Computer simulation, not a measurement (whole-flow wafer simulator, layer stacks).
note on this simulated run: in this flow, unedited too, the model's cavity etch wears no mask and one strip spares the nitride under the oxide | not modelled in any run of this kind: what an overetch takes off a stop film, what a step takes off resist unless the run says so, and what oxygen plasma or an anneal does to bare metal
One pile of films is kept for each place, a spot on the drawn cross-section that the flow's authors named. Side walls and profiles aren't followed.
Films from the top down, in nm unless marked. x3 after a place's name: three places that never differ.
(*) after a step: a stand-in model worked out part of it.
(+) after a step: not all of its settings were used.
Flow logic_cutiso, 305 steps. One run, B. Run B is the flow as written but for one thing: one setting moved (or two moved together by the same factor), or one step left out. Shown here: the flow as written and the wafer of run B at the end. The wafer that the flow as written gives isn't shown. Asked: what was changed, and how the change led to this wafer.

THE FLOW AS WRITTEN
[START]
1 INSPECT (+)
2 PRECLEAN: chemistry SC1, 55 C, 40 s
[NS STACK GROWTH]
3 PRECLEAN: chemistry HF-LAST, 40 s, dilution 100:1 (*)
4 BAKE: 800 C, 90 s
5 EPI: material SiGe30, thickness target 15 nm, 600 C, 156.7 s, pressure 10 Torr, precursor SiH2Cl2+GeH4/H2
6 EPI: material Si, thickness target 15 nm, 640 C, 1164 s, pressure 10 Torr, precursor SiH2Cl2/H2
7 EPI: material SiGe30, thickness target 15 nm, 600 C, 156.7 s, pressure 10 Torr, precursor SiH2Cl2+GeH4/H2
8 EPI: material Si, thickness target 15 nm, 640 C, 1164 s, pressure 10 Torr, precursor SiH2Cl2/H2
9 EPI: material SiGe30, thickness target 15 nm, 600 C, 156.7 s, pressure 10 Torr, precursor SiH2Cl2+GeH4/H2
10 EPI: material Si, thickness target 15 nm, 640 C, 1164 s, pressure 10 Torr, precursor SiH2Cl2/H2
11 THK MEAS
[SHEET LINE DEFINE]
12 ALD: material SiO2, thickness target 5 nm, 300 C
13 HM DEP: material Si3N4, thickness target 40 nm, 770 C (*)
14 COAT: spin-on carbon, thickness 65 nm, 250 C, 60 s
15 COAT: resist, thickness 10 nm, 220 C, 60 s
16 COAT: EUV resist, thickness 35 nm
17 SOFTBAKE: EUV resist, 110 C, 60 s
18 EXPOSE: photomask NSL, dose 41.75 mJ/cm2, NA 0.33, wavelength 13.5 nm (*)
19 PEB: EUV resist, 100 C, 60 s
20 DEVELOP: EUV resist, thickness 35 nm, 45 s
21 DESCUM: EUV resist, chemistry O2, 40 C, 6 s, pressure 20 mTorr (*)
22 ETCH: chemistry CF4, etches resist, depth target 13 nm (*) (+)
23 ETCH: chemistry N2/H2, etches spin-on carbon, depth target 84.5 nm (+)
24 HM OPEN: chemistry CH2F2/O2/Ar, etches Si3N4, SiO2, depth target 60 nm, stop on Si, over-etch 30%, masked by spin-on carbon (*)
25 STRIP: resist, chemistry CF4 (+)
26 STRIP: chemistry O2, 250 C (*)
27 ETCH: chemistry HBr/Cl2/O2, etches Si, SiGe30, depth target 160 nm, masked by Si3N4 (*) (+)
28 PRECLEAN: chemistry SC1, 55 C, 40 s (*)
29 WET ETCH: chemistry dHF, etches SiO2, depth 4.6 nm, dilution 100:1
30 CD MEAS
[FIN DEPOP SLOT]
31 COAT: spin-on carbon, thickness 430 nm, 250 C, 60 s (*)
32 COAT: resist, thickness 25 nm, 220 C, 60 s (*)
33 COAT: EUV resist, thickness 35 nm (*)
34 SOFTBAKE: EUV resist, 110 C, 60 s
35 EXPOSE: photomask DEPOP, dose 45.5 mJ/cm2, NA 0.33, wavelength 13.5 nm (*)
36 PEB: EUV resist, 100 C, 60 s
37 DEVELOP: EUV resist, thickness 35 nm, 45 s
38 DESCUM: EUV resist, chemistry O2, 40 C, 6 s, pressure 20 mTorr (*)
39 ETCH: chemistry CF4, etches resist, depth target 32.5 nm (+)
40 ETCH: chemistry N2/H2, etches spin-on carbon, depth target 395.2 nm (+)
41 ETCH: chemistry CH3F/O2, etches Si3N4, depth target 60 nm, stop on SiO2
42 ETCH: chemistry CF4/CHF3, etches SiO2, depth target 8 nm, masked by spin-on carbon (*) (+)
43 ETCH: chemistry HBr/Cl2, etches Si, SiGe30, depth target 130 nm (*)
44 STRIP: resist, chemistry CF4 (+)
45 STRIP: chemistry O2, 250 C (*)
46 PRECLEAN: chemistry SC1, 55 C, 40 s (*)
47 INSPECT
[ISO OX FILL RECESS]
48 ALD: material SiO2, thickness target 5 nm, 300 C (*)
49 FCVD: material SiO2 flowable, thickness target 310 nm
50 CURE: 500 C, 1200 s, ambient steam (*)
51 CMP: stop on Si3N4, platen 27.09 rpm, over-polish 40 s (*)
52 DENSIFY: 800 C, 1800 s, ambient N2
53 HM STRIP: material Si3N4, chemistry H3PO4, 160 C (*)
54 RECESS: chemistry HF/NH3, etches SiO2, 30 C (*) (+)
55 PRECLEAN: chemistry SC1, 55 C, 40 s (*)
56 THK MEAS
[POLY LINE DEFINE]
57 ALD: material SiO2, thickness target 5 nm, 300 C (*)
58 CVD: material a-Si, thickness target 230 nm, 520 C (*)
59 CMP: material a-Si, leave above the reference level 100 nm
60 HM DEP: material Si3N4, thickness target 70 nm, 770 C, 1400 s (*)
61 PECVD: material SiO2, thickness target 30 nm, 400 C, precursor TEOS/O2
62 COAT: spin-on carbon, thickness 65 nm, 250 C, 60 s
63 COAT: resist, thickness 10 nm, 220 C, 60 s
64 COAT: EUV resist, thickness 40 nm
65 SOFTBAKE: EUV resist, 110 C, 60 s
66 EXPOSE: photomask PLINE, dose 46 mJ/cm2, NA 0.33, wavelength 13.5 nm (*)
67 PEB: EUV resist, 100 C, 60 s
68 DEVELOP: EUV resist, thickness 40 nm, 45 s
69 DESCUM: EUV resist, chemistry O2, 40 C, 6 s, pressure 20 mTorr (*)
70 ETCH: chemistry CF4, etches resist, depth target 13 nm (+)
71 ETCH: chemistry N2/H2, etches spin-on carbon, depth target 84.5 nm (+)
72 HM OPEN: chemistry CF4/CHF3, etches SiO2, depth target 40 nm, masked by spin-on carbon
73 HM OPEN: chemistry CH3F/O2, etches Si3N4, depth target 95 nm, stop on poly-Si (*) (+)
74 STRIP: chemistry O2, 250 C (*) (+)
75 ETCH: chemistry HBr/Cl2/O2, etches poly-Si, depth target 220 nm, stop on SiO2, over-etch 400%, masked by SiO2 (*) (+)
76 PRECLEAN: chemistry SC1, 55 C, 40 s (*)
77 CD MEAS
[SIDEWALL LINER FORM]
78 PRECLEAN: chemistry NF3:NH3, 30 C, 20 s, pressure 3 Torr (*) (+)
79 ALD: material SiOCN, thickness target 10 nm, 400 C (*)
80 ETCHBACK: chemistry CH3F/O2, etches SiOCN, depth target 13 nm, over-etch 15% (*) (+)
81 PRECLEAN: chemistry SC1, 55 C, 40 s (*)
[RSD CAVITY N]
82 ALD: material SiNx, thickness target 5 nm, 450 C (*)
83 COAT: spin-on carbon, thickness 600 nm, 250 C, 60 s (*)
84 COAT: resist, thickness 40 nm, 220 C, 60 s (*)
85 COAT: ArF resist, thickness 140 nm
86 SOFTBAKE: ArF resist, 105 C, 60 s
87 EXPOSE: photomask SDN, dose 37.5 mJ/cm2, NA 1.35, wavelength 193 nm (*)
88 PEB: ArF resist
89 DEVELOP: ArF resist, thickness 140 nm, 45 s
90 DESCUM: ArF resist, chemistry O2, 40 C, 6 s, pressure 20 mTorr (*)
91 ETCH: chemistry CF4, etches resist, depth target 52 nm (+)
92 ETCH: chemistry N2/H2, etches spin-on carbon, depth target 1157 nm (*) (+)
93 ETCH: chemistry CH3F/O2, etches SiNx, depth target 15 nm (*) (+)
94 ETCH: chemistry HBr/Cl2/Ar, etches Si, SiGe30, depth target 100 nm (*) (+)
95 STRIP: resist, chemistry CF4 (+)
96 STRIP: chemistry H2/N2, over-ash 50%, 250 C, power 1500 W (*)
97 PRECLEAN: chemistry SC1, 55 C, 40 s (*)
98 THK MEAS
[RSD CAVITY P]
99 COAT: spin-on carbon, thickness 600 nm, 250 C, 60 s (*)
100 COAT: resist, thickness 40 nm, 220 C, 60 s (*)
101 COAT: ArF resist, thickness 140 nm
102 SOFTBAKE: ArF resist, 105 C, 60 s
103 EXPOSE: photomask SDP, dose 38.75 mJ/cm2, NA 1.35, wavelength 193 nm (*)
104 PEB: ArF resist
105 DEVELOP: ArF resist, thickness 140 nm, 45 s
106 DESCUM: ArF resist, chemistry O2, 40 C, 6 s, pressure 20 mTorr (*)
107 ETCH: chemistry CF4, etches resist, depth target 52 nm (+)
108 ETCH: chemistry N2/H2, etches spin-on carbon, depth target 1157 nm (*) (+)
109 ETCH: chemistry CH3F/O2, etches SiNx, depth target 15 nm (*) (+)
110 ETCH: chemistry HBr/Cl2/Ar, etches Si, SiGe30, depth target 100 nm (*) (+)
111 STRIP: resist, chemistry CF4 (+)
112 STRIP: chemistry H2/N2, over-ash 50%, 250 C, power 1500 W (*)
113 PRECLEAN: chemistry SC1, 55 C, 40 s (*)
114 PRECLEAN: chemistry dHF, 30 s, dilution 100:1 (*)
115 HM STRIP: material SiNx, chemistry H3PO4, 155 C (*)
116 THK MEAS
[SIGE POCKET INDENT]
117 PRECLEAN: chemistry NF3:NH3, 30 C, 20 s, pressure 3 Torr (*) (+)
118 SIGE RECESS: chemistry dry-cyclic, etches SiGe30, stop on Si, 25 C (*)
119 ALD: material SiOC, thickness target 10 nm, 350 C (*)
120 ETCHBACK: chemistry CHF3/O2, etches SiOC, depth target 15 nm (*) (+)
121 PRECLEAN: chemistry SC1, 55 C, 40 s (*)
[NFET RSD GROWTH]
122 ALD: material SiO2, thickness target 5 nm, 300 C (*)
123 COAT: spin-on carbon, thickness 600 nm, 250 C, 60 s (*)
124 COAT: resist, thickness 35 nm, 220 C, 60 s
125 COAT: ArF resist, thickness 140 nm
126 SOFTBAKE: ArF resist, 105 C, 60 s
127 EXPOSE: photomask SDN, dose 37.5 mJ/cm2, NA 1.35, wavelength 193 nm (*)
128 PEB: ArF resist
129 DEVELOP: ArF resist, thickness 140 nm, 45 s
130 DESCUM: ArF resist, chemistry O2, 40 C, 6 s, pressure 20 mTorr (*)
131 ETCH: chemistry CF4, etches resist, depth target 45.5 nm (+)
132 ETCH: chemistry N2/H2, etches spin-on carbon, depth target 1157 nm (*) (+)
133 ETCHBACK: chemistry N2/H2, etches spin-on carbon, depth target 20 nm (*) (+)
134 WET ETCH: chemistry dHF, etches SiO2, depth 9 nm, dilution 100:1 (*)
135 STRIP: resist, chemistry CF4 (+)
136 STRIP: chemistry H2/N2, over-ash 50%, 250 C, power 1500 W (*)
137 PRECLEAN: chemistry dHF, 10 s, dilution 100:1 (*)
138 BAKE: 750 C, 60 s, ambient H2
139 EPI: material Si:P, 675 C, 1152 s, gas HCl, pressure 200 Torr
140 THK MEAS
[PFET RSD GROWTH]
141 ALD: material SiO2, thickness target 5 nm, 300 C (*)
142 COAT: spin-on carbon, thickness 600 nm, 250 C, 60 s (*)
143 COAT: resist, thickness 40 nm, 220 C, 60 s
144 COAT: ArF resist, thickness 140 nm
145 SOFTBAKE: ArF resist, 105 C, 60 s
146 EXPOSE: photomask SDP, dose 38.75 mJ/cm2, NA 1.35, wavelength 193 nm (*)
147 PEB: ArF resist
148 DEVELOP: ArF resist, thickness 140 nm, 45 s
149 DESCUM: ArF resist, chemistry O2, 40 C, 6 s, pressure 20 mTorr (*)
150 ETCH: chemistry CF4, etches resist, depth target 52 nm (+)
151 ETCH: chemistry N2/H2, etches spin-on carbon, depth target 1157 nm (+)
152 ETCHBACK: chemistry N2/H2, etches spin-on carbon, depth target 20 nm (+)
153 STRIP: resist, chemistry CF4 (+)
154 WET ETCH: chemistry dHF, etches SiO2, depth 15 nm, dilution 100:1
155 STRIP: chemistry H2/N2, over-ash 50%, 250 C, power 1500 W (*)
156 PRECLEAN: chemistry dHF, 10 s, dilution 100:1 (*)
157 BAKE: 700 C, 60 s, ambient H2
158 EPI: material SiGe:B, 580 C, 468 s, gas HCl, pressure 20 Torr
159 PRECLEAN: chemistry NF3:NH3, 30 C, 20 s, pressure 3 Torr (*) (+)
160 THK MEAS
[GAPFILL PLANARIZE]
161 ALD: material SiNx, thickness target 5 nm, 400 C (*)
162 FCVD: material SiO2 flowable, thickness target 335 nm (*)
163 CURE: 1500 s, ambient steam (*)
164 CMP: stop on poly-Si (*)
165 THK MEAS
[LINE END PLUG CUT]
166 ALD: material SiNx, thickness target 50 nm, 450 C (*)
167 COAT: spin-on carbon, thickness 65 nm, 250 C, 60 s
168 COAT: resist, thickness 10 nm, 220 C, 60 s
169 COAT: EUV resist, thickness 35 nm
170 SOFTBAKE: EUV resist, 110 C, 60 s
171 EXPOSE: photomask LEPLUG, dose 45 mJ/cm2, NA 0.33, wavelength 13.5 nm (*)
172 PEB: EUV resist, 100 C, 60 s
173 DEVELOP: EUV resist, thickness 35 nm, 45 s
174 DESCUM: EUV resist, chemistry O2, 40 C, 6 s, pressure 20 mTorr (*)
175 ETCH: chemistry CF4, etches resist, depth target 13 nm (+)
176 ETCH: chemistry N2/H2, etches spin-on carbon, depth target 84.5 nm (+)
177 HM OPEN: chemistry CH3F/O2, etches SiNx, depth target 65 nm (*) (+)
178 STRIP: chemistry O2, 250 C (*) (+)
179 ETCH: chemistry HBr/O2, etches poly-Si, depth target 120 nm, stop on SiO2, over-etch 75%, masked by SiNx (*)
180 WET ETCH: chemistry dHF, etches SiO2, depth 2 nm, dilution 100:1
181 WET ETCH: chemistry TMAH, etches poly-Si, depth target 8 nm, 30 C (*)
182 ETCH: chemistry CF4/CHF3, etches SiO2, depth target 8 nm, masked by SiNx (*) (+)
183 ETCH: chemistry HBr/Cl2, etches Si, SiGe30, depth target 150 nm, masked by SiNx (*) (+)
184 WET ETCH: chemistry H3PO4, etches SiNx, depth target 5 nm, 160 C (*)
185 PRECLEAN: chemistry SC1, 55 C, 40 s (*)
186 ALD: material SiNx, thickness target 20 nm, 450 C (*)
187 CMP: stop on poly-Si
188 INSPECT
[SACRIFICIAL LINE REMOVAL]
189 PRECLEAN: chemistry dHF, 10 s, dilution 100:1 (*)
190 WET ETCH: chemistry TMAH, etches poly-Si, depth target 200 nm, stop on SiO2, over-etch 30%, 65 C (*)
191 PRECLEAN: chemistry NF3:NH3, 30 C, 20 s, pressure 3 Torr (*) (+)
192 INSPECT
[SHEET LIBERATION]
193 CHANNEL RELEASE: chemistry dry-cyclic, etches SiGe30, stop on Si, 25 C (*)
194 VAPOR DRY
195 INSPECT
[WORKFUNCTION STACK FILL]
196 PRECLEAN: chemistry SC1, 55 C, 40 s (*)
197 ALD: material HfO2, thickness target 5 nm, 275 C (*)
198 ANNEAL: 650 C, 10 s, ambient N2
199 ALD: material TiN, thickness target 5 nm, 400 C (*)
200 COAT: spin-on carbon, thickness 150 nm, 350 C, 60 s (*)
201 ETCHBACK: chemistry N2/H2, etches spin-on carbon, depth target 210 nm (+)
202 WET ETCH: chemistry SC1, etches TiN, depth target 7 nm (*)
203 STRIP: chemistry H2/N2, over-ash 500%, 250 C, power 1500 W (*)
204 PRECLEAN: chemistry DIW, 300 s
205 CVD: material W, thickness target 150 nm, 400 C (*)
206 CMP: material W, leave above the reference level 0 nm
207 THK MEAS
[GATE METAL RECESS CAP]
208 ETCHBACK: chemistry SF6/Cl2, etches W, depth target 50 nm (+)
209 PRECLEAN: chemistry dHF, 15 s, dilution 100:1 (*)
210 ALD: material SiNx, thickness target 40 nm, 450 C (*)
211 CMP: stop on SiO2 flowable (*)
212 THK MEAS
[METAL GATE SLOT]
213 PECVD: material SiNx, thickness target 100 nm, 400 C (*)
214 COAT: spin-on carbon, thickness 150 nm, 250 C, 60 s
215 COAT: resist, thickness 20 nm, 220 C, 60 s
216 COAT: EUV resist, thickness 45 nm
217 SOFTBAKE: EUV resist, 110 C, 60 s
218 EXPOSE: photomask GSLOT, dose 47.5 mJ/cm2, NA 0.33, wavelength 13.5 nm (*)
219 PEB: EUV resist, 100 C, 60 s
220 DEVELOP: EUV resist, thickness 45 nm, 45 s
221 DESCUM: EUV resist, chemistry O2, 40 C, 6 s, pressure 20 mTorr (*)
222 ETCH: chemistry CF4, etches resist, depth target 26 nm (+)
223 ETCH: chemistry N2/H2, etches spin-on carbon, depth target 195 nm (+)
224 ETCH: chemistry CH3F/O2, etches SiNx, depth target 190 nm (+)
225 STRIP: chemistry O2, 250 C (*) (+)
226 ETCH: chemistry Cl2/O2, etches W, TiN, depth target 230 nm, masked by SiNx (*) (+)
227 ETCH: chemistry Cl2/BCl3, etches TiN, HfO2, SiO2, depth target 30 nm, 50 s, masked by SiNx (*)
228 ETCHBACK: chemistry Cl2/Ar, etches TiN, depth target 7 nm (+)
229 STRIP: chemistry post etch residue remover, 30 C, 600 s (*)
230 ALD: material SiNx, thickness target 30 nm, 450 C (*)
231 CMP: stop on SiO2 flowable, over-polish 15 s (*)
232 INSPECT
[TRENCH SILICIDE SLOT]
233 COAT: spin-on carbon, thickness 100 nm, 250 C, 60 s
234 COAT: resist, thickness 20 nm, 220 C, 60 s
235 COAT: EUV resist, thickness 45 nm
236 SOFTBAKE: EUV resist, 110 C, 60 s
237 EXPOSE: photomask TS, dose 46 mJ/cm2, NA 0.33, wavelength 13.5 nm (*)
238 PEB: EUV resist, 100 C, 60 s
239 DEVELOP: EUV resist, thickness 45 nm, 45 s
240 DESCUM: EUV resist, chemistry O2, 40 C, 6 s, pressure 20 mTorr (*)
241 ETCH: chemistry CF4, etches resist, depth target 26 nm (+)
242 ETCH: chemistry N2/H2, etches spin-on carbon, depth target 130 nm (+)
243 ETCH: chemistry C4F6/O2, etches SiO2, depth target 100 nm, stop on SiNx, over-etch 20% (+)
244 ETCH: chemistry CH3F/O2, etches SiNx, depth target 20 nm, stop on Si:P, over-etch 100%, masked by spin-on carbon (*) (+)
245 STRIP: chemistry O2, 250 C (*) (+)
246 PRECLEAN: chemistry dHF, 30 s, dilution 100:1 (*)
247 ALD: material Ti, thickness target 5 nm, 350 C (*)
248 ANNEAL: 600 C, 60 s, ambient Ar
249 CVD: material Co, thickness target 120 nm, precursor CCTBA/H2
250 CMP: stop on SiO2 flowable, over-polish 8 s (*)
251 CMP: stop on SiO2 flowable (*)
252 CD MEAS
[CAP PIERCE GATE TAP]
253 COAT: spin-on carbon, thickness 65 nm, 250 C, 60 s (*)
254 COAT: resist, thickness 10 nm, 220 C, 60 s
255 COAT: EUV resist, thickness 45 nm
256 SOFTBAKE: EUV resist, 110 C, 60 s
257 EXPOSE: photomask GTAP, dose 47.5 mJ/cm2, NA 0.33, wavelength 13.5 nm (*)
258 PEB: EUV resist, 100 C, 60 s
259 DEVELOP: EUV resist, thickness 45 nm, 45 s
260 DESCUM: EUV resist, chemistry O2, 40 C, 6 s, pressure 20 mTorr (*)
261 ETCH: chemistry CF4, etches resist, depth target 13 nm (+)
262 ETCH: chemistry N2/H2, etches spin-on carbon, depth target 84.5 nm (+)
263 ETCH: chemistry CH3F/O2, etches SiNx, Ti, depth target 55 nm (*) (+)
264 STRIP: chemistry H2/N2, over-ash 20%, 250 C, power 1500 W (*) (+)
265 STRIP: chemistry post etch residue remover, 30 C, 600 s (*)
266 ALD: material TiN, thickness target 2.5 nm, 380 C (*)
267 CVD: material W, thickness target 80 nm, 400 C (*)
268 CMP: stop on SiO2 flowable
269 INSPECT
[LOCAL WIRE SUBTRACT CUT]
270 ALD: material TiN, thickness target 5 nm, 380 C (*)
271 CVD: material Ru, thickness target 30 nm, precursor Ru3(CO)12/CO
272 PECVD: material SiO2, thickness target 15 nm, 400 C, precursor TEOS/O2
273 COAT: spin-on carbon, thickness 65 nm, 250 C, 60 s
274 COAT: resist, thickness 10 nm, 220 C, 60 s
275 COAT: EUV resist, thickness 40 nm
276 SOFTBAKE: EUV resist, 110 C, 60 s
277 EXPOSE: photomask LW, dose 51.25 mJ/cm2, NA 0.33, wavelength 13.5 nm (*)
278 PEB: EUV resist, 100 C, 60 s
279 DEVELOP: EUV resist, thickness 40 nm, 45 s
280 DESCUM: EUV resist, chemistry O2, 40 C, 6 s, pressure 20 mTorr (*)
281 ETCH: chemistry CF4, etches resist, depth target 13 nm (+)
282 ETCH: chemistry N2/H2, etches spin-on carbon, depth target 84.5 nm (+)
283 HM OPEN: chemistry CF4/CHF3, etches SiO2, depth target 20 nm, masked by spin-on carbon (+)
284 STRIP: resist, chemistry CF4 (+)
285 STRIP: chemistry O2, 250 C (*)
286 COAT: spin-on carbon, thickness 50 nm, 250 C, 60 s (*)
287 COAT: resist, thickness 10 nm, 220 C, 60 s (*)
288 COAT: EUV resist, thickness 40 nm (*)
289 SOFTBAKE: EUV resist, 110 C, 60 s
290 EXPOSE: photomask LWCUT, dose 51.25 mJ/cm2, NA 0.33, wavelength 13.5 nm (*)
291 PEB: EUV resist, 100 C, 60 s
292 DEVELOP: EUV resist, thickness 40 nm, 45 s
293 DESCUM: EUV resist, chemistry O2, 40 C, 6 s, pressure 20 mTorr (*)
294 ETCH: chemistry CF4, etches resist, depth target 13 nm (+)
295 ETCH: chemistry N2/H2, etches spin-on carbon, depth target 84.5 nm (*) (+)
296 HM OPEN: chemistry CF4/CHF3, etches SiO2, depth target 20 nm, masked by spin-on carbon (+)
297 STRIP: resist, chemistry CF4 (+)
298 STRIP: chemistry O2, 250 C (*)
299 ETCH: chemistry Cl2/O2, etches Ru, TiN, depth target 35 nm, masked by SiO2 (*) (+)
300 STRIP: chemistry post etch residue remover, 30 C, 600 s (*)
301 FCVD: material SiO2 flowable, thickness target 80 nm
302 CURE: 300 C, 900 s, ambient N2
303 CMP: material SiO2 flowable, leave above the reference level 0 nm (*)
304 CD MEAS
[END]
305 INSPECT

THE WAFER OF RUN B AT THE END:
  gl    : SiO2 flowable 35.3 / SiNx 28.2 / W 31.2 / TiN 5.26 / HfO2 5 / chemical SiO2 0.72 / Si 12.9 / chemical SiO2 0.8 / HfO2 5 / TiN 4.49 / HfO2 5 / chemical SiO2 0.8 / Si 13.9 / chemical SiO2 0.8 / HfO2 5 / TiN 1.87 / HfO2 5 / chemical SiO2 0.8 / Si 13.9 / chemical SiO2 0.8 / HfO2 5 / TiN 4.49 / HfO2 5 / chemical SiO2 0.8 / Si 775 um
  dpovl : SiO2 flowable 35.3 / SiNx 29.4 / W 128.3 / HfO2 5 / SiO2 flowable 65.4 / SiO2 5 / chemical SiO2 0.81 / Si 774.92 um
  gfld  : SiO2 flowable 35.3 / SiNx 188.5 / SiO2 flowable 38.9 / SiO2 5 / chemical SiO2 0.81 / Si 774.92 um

The cause: step 7, EPI: 129.3 s was run, where the flow has 156.7 s.

How the change led to this, step by step:
  7 EPI: material SiGe30, thickness target 15 nm, 600 C, 156.7 s, pressure 10 Torr, precursor SiH2Cl2+GeH4/H2
      depop, dpovl, gfld and 19 more: SiGe30 +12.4 (new film) (as written it would be: SiGe30 +15 (new film))
  27 ETCH: chemistry HBr/Cl2/O2, etches Si, SiGe30, depth target 160 nm, masked by Si3N4 (*) (+)
      gfld, gxf, iso, lnri: chemical SiO2 -0.79 (all of it), Si -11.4 (all of it), SiGe30 -15 (all of it), Si -15 (all of it), SiGe30 -12.4 (all of it), Si -15 (all of it), SiGe30 -15 (all of it), Si -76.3 (as written it would be: chemical SiO2 -0.79 (all of it), Si -11.4 (all of it), SiGe30 -15 (all of it), Si -15 (all of it), SiGe30 -15 (all of it), Si -15 (all of it), SiGe30 -15 (all of it), Si -73.6)
      dpovl, nsgap: chemical SiO2 -0.79 (all of it), Si -11.8 (all of it), SiGe30 -15 (all of it), Si -15 (all of it), SiGe30 -12.4 (all of it), Si -15 (all of it), SiGe30 -15 (all of it), Si -75.9 (as written it would be: chemical SiO2 -0.79 (all of it), Si -11.8 (all of it), SiGe30 -15 (all of it), Si -15 (all of it), SiGe30 -15 (all of it), Si -15 (all of it), SiGe30 -15 (all of it), Si -73.2)
      (and at 1 more place)
  43 ETCH: chemistry HBr/Cl2, etches Si, SiGe30, depth target 130 nm (*)
      depop: Si -14 (all of it), SiGe30 -15 (all of it), Si -15 (all of it), SiGe30 -12.4 (all of it), Si -15 (all of it), SiGe30 -15 (all of it), Si -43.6 (as written it would be: Si -14 (all of it), SiGe30 -15 (all of it), Si -15 (all of it), SiGe30 -15 (all of it), Si -15 (all of it), SiGe30 -15 (all of it), Si -41)
  94 ETCH: chemistry HBr/Cl2/Ar, etches Si, SiGe30, depth target 100 nm (*) (+)
      rsdn, rsdx: chemical SiO2 -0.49 (all of it), Si -12.8 (all of it), SiGe30 -15 (all of it), Si -15 (all of it), SiGe30 -12.4 (all of it), Si -15 (all of it), SiGe30 -15 (all of it), Si -14.8 (as written it would be: chemical SiO2 -0.49 (all of it), Si -12.8 (all of it), SiGe30 -15 (all of it), Si -15 (all of it), SiGe30 -15 (all of it), Si -15 (all of it), SiGe30 -15 (all of it), Si -12.2)
  110 ETCH: chemistry HBr/Cl2/Ar, etches Si, SiGe30, depth target 100 nm (*) (+)
      rsdp, rsdw: chemical SiO2 -0.49 (all of it), Si -12.8 (all of it), SiGe30 -15 (all of it), Si -15 (all of it), SiGe30 -12.4 (all of it), Si -15 (all of it), SiGe30 -15 (all of it), Si -14.8 (as written it would be: chemical SiO2 -0.49 (all of it), Si -12.8 (all of it), SiGe30 -15 (all of it), Si -15 (all of it), SiGe30 -15 (all of it), Si -15 (all of it), SiGe30 -15 (all of it), Si -12.2)
  118 SIGE RECESS: chemistry dry-cyclic, etches SiGe30, stop on Si, 25 C (*)
      lnr, lnrp, lnrt: SiOCN -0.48, Si -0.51, cavity +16 (new film), SiGe30 -15 (all of it), Si -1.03, cavity +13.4 (new film), SiGe30 -12.4 (all of it), Si -1.03, cavity +16 (new film), SiGe30 -15 (all of it), Si -0.51 (as written it would be: SiOCN -0.48, Si -0.51, cavity +16 (new film), SiGe30 -15 (all of it), Si -1.03, cavity +16 (new film), SiGe30 -15 (all of it), Si -1.03, cavity +16 (new film), SiGe30 -15 (all of it), Si -0.51)
  119 ALD: material SiOC, thickness target 10 nm, 350 C (*)
      lnr, lnrp, lnrt: SiOC +10 (new film), SiOC +16 (new film), cavity -16 (all of it), SiOC +13.4 (new film), cavity -13.4 (all of it), SiOC +16 (new film), cavity -16 (all of it) (as written it would be: SiOC +10 (new film), SiOC +16 (new film), cavity -16 (all of it), SiOC +16 (new film), cavity -16 (all of it), SiOC +16 (new film), cavity -16 (all of it))
  183 ETCH: chemistry HBr/Cl2, etches Si, SiGe30, depth target 150 nm, masked by SiNx (*) (+)
      plug: Si -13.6 (all of it), SiGe30 -15 (all of it), Si -15 (all of it), SiGe30 -12.4 (all of it), Si -15 (all of it), SiGe30 -15 (all of it), Si -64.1 (as written it would be: Si -13.6 (all of it), SiGe30 -15 (all of it), Si -15 (all of it), SiGe30 -15 (all of it), Si -15 (all of it), SiGe30 -15 (all of it), Si -61.4)
  193 CHANNEL RELEASE: chemistry dry-cyclic, etches SiGe30, stop on Si, 25 C (*)
      gl, glp, gxn, gxp, ns, tap: chemical SiO2 +0.8 (new film), Si -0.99, chemical SiO2 +0.8 (new film), cavity +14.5 (new film), chemical SiO2 +0.8 (new film), SiGe30 -15 (all of it), Si -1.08, chemical SiO2 +0.8 (new film), cavity +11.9 (new film), chemical SiO2 +0.8 (new film), SiGe30 -12.4 (all of it), Si -1.08, chemical SiO2 +0.8 (new film), cavity +14.5 (new film), chemical SiO2 +0.8 (new film), SiGe30 -15 (all of it), Si -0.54 (as written it would be: chemical SiO2 +0.8 (new film), Si -0.99, chemical SiO2 +0.8 (new film), cavity +14.5 (new film), chemical SiO2 +0.8 (new film), SiGe30 -15 (all of it), Si -1.08, chemical SiO2 +0.8 (new film), cavity +14.5 (new film), chemical SiO2 +0.8 (new film), SiGe30 -15 (all of it), Si -1.08, chemical SiO2 +0.8 (new film), cavity +14.5 (new film), chemical SiO2 +0.8 (new film), SiGe30 -15 (all of it), Si -0.54)
  199 ALD: material TiN, thickness target 5 nm, 400 C (*)
      gl, glp, tap: TiN +5.26 (new film), TiN +4.49 (new film), cavity -4.49 (all of it), TiN +1.87 (new film), cavity -1.87 (all of it), TiN +4.49 (new film), cavity -4.49 (all of it) (as written it would be: TiN +5.26 (new film), TiN +4.49 (new film), cavity -4.49 (all of it), TiN +4.49 (new film), cavity -4.49 (all of it), TiN +4.49 (new film), cavity -4.49 (all of it))
      gxn, gxp, ns: TiN +5 (new film), TiN +4.49 (new film), cavity -4.49 (all of it), TiN +1.87 (new film), cavity -1.87 (all of it), TiN +4.49 (new film), cavity -4.49 (all of it) (as written it would be: TiN +5 (new film), TiN +4.49 (new film), cavity -4.49 (all of it), TiN +4.49 (new film), cavity -4.49 (all of it), TiN +4.49 (new film), cavity -4.49 (all of it))
